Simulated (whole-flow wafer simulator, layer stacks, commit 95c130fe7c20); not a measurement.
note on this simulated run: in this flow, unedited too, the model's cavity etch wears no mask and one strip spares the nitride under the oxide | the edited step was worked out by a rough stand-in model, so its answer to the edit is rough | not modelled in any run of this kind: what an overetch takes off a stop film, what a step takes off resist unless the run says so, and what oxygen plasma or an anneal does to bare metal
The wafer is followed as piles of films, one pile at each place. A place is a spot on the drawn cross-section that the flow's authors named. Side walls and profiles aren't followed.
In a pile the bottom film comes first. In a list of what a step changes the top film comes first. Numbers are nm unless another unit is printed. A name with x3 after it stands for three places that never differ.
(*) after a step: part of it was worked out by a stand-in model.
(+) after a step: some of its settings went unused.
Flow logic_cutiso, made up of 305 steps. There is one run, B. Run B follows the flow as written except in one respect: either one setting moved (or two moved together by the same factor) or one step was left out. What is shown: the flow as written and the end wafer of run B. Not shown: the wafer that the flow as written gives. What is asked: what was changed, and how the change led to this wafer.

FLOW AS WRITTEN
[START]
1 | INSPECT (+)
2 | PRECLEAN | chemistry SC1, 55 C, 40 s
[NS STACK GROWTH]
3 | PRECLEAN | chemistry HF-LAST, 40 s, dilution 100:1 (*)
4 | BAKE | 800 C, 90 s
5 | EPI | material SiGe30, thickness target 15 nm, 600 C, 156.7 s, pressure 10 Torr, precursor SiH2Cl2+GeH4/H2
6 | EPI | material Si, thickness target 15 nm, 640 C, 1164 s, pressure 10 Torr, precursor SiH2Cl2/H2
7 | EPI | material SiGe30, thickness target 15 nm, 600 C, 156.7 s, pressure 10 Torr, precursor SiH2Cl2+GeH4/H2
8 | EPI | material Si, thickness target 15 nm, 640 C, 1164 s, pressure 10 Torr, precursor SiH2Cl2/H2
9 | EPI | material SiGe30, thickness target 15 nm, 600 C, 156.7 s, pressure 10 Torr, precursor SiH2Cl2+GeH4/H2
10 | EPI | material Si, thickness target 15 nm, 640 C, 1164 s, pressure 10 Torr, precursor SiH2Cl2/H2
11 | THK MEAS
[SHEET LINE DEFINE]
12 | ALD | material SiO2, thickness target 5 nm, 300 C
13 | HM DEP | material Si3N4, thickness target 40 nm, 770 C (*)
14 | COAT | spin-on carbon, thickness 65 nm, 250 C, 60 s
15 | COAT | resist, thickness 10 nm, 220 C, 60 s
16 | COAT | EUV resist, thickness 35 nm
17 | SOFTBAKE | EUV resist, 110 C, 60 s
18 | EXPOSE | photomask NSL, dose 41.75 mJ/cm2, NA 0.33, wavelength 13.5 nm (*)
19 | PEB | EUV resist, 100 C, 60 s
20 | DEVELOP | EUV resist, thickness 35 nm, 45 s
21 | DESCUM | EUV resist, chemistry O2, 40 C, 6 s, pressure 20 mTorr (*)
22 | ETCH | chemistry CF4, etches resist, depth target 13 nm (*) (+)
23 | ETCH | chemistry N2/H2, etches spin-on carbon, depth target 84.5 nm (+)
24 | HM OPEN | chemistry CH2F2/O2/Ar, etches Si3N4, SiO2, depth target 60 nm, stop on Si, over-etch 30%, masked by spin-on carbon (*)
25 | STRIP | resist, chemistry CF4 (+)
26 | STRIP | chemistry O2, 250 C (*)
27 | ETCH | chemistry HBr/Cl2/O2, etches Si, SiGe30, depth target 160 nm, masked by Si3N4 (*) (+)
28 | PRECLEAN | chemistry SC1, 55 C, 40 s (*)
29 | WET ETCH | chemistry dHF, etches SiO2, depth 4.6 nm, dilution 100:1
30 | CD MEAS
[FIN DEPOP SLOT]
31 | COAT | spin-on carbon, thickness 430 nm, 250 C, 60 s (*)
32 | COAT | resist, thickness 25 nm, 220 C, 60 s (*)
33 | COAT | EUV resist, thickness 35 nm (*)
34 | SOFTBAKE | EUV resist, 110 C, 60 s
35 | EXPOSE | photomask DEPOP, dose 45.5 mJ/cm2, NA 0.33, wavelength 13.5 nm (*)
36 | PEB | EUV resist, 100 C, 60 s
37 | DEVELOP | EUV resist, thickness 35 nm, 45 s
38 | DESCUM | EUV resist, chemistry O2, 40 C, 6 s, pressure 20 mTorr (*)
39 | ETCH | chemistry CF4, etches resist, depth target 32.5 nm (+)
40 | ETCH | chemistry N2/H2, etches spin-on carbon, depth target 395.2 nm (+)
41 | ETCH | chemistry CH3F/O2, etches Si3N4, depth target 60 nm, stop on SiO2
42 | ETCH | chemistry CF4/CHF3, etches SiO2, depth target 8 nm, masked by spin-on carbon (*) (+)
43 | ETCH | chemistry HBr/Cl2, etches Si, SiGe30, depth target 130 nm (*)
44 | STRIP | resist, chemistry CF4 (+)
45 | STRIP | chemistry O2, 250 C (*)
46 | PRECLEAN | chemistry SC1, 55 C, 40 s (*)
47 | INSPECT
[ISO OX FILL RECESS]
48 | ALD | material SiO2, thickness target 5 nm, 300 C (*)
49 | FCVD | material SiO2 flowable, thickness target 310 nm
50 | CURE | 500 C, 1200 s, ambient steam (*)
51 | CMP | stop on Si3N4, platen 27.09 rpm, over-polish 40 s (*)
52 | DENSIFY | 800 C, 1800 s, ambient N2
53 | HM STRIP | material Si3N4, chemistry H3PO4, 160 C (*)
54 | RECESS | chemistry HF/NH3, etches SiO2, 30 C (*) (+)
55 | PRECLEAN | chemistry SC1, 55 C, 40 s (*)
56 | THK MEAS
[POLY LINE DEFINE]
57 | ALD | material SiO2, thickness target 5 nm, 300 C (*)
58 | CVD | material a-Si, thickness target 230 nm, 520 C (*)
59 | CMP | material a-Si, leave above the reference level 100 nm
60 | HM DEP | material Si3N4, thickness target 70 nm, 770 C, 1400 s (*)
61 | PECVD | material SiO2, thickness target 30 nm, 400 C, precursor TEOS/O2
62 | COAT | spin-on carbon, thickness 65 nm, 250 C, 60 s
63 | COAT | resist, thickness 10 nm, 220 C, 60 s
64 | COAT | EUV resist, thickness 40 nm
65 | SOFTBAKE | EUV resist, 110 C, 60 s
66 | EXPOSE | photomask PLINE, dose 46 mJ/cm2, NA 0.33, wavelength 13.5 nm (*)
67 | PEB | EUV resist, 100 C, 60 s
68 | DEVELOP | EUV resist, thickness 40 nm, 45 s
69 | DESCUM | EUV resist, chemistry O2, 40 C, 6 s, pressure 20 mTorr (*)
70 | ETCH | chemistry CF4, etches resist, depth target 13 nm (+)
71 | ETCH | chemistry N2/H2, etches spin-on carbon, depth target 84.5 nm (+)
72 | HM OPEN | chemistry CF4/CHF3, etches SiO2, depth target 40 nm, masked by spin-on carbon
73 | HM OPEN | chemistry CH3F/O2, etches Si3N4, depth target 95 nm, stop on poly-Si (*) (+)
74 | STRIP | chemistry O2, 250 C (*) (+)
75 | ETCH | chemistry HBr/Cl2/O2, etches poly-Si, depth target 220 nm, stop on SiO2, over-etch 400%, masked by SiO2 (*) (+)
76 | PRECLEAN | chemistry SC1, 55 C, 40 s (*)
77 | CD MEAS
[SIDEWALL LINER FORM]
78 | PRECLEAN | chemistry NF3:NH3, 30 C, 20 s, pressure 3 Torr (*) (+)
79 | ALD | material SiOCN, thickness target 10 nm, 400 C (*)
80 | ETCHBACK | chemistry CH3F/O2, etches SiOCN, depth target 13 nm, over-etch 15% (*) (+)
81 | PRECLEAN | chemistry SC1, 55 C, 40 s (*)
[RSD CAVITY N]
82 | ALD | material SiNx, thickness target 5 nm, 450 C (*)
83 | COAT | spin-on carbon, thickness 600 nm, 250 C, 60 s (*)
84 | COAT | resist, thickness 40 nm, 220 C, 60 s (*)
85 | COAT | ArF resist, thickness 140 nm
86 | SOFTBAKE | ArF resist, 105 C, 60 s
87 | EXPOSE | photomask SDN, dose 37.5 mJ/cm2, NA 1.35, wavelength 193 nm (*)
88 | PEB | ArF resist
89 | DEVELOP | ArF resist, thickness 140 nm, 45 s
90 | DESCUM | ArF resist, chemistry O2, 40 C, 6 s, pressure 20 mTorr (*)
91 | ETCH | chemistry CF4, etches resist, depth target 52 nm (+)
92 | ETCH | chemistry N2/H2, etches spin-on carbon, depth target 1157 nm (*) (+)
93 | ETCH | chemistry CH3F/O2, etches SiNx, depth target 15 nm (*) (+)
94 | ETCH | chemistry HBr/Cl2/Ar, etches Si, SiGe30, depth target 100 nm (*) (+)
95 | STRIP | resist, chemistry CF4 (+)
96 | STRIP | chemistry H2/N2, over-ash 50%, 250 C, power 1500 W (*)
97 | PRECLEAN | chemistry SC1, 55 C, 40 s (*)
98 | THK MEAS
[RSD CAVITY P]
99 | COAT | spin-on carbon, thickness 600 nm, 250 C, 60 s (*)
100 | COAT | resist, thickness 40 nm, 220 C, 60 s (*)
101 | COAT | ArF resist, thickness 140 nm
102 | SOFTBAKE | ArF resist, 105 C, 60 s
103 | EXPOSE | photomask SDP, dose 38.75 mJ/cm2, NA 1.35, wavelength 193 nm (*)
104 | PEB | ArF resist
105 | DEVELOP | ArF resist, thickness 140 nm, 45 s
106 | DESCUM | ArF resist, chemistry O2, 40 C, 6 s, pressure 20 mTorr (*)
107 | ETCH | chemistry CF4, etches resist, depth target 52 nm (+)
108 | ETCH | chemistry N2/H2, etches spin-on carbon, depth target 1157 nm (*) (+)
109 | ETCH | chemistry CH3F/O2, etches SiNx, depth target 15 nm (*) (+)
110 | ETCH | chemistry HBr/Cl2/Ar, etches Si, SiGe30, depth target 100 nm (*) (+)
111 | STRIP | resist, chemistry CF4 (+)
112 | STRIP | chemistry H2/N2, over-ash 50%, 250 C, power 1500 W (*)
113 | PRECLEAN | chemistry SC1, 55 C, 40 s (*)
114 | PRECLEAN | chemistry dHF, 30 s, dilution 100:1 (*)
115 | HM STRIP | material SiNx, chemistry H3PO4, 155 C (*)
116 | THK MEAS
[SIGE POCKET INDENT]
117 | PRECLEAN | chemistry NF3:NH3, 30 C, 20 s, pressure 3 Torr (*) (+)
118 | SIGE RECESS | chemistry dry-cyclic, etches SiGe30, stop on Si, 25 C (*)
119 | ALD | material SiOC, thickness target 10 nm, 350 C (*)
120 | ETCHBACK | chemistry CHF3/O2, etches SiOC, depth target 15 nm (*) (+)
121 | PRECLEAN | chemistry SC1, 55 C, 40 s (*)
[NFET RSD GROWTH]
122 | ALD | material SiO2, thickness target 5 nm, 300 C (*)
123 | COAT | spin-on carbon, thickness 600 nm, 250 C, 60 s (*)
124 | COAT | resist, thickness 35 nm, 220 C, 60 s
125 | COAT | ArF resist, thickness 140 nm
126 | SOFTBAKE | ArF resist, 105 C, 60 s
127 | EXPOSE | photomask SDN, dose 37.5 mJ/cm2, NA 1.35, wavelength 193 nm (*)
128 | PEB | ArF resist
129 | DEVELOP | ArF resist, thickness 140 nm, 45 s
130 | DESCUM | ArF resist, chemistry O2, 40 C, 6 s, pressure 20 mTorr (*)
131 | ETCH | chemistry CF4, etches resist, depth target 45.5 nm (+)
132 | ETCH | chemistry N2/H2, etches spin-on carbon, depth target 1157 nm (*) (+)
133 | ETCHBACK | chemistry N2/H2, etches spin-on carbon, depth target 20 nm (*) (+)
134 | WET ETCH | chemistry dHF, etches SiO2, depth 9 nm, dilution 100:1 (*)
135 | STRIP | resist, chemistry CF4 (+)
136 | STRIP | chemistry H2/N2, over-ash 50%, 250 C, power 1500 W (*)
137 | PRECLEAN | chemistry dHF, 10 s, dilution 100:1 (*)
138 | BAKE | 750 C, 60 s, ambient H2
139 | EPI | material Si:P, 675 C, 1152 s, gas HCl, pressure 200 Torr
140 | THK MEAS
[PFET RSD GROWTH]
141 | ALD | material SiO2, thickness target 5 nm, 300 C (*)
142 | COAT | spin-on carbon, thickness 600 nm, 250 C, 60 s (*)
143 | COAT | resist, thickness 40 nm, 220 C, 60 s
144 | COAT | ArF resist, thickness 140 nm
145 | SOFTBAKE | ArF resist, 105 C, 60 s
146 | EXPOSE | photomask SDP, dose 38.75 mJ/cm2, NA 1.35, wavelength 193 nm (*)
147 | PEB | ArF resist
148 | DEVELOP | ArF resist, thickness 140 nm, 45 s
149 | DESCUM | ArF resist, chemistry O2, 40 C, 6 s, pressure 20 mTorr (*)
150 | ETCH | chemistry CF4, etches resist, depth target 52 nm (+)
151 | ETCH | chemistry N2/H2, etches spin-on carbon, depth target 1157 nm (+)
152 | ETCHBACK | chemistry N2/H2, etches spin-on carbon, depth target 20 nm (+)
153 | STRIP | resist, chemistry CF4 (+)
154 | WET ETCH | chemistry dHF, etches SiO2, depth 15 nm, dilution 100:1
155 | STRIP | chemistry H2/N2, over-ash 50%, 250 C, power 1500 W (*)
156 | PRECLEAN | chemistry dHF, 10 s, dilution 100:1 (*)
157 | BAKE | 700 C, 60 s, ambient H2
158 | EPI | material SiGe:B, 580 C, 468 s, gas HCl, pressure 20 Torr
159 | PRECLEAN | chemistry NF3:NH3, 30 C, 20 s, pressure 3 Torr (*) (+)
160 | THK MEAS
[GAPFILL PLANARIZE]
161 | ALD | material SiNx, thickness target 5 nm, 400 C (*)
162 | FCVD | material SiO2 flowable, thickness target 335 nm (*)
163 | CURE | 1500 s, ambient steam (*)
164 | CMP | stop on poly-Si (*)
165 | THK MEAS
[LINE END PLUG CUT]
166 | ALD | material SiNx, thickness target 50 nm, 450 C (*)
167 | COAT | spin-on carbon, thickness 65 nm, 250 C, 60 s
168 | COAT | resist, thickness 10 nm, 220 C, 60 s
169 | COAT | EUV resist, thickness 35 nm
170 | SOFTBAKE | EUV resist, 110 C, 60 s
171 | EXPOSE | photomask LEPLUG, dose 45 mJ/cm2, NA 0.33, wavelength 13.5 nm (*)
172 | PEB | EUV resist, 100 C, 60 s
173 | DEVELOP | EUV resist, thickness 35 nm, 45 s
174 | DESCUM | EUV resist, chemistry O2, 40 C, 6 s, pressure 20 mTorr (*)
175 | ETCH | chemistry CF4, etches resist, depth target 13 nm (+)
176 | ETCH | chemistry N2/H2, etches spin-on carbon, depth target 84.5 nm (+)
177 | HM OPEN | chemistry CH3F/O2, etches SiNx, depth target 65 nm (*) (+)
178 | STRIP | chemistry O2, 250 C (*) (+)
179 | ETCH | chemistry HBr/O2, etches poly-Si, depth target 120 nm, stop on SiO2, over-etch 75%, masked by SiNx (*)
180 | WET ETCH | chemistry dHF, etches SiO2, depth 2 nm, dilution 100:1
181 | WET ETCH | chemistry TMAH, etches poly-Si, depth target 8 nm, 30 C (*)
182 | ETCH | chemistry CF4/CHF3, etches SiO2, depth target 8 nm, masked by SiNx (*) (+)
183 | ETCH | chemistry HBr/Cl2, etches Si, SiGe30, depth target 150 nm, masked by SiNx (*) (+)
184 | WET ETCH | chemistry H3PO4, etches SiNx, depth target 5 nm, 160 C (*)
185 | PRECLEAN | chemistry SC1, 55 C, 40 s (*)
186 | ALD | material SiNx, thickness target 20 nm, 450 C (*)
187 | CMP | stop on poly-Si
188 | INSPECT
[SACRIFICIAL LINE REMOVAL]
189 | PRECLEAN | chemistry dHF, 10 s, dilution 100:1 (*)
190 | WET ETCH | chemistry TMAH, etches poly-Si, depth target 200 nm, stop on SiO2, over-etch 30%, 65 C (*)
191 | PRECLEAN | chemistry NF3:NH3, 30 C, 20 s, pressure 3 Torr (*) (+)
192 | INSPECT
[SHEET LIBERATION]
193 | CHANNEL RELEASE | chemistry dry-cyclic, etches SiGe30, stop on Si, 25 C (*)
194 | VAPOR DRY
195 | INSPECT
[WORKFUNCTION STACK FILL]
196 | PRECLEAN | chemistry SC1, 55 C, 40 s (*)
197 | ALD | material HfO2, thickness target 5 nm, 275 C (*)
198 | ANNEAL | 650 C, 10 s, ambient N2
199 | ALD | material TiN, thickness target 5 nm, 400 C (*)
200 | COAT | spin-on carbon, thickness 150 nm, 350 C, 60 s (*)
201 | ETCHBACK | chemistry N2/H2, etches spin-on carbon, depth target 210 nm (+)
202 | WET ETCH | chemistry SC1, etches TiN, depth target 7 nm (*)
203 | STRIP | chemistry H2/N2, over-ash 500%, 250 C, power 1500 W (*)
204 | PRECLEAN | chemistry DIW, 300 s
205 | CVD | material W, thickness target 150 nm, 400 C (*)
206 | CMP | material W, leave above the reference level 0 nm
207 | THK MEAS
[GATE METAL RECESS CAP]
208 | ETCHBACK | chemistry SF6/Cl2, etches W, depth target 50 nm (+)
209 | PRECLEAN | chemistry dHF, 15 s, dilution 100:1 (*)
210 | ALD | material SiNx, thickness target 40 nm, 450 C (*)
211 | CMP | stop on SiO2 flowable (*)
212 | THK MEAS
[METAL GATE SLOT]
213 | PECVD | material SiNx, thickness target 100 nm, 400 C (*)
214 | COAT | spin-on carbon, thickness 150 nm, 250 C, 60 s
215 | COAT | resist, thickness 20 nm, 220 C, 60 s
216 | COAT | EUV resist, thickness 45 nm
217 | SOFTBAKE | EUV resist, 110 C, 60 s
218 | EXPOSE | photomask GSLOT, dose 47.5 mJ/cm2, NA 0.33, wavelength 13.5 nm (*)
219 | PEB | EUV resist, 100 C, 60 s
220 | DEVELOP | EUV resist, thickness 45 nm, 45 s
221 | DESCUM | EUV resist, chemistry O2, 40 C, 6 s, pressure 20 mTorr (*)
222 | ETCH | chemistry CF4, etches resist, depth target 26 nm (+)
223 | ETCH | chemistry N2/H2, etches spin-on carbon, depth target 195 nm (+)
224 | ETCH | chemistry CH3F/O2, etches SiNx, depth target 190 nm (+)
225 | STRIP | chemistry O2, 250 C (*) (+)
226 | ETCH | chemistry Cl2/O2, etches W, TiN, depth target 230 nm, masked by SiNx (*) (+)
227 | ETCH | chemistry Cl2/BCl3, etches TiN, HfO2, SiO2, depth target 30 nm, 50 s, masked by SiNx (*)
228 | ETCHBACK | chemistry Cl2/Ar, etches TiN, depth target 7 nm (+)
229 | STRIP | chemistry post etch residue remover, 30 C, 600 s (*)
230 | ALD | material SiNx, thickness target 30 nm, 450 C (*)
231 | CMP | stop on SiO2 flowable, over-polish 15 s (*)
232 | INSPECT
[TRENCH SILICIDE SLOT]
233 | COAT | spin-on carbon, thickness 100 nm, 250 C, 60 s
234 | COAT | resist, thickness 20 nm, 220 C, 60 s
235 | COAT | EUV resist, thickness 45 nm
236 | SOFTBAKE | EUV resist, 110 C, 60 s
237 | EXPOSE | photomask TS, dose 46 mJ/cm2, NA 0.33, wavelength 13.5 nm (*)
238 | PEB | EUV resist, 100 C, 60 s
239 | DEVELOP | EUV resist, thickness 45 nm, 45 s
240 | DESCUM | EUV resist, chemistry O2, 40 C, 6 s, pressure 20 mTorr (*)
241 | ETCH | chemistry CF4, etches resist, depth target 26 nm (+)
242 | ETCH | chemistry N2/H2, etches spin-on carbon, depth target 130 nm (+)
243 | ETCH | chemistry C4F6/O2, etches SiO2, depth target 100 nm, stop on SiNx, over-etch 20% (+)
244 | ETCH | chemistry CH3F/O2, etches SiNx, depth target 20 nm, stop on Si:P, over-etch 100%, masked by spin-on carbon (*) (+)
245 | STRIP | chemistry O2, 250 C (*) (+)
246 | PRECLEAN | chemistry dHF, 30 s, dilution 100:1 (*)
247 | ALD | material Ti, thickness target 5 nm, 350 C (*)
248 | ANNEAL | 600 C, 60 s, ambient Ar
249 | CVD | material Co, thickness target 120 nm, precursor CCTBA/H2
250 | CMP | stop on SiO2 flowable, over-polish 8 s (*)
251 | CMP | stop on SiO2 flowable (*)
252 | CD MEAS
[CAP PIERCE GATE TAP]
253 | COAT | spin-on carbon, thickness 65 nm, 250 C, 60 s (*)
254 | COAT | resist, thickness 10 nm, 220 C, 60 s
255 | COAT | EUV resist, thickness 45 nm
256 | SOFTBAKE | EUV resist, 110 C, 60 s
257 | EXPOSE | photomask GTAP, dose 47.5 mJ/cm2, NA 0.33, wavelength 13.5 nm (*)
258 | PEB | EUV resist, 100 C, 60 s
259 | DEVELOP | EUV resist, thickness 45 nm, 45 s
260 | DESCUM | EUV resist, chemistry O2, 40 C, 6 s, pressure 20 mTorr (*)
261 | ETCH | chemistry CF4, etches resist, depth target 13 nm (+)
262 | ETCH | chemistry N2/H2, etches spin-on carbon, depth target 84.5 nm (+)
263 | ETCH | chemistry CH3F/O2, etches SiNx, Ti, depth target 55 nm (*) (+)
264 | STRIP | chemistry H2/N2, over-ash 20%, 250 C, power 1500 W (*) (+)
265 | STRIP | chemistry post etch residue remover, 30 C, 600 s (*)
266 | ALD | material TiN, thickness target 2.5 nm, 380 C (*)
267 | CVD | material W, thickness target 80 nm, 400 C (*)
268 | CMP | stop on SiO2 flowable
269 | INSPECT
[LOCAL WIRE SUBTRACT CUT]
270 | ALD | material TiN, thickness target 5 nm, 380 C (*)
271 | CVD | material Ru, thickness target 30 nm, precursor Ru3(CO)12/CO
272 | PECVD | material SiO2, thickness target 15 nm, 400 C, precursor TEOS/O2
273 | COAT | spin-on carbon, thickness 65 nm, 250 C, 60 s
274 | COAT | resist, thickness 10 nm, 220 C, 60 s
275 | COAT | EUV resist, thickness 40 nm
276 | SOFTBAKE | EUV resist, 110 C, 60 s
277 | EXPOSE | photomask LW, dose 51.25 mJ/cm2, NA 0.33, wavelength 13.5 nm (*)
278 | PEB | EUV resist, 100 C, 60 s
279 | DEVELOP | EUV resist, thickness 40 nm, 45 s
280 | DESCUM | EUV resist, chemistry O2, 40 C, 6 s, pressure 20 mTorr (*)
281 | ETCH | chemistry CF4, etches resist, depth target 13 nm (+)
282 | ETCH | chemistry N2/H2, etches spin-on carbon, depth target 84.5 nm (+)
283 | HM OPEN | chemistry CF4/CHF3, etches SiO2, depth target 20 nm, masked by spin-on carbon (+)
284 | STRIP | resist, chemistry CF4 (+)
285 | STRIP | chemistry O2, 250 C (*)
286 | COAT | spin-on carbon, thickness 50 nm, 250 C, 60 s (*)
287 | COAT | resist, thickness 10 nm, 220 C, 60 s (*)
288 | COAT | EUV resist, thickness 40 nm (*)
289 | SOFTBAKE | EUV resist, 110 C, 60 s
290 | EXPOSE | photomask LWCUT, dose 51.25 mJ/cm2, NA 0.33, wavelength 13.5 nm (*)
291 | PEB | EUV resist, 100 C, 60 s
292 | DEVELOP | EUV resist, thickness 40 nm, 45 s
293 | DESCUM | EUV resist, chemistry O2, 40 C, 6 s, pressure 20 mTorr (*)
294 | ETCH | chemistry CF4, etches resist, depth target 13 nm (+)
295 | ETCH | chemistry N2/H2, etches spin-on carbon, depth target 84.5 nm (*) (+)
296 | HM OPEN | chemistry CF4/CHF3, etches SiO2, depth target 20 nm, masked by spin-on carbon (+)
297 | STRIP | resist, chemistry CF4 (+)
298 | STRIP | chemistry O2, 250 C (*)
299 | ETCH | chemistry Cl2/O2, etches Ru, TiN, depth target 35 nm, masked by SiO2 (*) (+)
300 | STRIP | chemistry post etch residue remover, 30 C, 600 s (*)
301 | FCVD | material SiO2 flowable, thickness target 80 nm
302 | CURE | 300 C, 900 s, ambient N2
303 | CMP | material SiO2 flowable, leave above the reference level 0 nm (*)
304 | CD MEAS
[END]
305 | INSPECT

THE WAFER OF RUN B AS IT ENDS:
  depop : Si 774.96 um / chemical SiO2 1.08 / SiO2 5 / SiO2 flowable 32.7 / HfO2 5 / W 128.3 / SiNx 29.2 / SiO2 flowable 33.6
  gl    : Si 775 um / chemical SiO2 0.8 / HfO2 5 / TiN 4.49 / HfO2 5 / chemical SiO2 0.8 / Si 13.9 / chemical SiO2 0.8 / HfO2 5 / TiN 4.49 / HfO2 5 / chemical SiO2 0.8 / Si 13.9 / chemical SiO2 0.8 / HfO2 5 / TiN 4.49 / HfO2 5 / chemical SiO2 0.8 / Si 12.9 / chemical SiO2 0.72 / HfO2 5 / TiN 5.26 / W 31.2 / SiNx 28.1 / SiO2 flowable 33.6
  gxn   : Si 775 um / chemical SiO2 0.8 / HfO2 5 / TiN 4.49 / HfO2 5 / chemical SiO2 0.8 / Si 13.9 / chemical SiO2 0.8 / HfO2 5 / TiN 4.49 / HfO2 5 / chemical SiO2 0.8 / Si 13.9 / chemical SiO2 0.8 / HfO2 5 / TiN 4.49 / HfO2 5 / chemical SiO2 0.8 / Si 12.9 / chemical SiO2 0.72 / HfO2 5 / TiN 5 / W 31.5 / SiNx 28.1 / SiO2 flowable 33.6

The reason: step 270, ALD: thickness target 3.2 nm was run, whereas the flow has thickness target 5 nm.

How this came from the change, step by step:
  270 | ALD | material TiN, thickness target 5 nm, 380 C (*)
      depop, dpovl, gfld and 19 more: TiN gains 3.2 (new film) (as written it would have been: TiN gains 5 (new film))
  299 | ETCH | chemistry Cl2/O2, etches Ru, TiN, depth target 35 nm, masked by SiO2 (*) (+)
      depop, dpovl, gfld and 9 more: Ru loses 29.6 (all of it), TiN loses 3.2 (all of it), SiNx loses 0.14 (as written it would have been: Ru loses 29.6 (all of it), TiN loses 5 (all of it))
      iso, rsdx: Ru loses 29.6 (all of it), TiN loses 3.2 (all of it), SiO2 flowable loses 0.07 (as written it would have been: Ru loses 29.6 (all of it), TiN loses 5 (all of it))
      (as well as at 4 more places)
  301 | FCVD | material SiO2 flowable, thickness target 80 nm
      lnrt, rsdn, rsdp, tap: SiO2 flowable gains 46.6 (new film) (as written it would have been: SiO2 flowable gains 45.3 (new film))
  303 | CMP | material SiO2 flowable, leave above the reference level 0 nm (*)
      depop, dpovl, isow, ns, nsgap: SiO2 flowable loses 46.4 (as written it would have been: SiO2 flowable loses 44.7)
      lnrt, rsdn, rsdp, tap: SiO2 flowable loses 46.5 (all of it), SiO2 loses 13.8 (all of it) (as written it would have been: SiO2 flowable loses 45.3 (all of it), SiO2 loses 13.8 (all of it))
